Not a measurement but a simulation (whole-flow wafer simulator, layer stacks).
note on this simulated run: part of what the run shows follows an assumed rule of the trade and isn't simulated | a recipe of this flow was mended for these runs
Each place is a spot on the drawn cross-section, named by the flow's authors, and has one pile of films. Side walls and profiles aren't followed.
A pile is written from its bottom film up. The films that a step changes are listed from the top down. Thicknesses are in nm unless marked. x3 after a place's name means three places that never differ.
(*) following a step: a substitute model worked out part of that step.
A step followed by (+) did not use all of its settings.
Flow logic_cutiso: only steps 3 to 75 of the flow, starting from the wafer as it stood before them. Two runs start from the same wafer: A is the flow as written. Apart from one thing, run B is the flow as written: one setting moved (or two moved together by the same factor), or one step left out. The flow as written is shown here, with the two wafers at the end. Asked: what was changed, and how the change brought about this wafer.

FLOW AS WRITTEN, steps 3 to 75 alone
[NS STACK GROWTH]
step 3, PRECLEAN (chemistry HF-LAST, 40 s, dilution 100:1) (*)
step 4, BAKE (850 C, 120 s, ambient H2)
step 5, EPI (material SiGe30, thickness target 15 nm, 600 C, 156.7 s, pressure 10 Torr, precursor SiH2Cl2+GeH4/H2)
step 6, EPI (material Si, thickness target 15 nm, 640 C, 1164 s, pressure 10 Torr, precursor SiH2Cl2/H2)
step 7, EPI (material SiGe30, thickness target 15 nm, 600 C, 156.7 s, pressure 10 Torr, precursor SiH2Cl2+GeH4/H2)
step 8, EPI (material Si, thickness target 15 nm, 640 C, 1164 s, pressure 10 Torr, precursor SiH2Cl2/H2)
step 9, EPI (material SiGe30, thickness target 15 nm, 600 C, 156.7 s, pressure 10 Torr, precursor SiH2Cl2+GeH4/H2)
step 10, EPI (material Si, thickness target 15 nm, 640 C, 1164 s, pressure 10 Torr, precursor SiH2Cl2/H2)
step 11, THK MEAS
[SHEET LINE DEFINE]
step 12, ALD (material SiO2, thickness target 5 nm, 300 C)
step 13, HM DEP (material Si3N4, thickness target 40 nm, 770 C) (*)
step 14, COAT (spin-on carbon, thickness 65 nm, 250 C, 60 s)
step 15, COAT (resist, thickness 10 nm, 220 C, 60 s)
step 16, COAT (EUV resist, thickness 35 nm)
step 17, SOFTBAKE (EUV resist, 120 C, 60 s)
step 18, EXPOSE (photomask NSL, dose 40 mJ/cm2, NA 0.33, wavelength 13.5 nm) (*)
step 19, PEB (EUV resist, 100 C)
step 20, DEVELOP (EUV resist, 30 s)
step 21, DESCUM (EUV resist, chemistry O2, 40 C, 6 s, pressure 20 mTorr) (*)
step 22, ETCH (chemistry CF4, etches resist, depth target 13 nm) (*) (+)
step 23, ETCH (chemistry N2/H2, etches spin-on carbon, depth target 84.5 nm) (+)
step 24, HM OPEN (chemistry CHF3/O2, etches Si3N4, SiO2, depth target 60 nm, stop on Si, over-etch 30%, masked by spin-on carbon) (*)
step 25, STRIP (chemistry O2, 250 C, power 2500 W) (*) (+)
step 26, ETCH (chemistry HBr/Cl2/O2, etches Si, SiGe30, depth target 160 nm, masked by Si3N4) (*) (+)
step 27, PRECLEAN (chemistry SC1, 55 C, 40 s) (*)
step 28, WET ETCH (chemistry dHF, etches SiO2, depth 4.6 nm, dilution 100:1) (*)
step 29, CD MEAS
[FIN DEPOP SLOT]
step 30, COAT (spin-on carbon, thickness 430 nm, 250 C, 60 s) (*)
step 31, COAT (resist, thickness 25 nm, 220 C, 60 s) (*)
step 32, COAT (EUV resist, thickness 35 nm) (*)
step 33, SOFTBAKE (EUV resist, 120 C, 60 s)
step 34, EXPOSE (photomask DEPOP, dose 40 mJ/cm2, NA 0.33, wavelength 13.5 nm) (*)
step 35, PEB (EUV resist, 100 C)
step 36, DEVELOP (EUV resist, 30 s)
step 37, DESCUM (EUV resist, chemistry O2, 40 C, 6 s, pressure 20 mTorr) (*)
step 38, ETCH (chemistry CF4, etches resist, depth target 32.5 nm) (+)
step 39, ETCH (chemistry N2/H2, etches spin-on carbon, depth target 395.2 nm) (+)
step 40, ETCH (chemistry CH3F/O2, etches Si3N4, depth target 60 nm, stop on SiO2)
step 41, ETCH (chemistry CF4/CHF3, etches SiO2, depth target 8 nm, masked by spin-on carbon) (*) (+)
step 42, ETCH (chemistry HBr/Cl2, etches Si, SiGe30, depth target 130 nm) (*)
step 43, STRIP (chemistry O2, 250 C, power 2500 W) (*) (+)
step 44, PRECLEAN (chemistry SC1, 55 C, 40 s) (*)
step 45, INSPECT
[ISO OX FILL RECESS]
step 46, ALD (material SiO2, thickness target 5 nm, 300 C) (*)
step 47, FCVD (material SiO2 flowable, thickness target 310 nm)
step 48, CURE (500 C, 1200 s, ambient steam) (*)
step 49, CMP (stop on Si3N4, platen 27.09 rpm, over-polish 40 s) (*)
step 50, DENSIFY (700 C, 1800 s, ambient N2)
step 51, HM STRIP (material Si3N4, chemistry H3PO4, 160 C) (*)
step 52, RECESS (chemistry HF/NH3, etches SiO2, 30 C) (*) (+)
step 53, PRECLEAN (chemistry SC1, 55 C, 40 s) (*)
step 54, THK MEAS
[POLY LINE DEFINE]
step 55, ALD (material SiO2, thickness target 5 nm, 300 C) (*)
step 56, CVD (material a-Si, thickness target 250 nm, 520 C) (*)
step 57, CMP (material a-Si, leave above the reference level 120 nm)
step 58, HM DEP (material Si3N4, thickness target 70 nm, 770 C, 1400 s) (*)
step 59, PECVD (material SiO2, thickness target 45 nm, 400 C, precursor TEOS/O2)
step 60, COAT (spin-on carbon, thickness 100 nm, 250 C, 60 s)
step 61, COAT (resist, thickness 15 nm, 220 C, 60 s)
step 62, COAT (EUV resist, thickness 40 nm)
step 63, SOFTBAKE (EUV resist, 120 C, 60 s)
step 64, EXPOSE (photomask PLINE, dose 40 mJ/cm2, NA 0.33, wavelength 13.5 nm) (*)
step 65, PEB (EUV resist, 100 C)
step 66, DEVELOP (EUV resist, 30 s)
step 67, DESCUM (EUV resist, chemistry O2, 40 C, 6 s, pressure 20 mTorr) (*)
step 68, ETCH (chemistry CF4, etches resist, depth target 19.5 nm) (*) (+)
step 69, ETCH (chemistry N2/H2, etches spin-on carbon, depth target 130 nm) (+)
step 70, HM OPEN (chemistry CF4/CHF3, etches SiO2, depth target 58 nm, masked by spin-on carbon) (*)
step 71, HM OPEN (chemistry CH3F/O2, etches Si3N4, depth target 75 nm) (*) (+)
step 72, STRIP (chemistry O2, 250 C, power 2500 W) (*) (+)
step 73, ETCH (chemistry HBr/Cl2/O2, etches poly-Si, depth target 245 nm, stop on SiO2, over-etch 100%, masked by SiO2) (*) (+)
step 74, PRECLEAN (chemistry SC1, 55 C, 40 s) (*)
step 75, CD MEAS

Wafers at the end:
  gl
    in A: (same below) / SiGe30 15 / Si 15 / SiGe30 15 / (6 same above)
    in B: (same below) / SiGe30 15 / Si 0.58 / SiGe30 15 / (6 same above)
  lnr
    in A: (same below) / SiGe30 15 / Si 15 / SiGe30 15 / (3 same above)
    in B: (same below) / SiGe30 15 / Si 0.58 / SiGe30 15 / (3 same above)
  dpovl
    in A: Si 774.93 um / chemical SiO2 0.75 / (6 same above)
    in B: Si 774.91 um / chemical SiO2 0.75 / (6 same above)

What caused this: step 8, EPI: 580 C was run, while the flow as written has 640 C.

The path from the change to this, step by step:
  step 8, EPI (material Si, thickness target 15 nm, 640 C, 1164 s, pressure 10 Torr, precursor SiH2Cl2/H2)
      depop, dpovl, gfld and 19 more: A +15 Si (new film) | B +0.58 Si (new film)
  step 26, ETCH (chemistry HBr/Cl2/O2, etches Si, SiGe30, depth target 160 nm, masked by Si3N4) (*) (+)
      dpovl, gfld, gxf, iso, isow, lnri, nsgap: A -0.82 chemical SiO2 (all of it), -12 Si (all of it), -15 SiGe30 (all of it), -15 Si (all of it), -15 SiGe30 (all of it), -15 Si (all of it), -15 SiGe30 (all of it), -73 Si | B -0.82 chemical SiO2 (all of it), -12 Si (all of it), -15 SiGe30 (all of it), -0.58 Si (all of it), -15 SiGe30 (all of it), -15 Si (all of it), -15 SiGe30 (all of it), -87.4 Si
  step 42, ETCH (chemistry HBr/Cl2, etches Si, SiGe30, depth target 130 nm) (*)
      depop: A -13.8 Si (all of it), -15 SiGe30 (all of it), -15 Si (all of it), -15 SiGe30 (all of it), -15 Si (all of it), -15 SiGe30 (all of it), -41.2 Si | B -13.8 Si (all of it), -15 SiGe30 (all of it), -0.58 Si (all of it), -15 SiGe30 (all of it), -15 Si (all of it), -15 SiGe30 (all of it), -55.6 Si
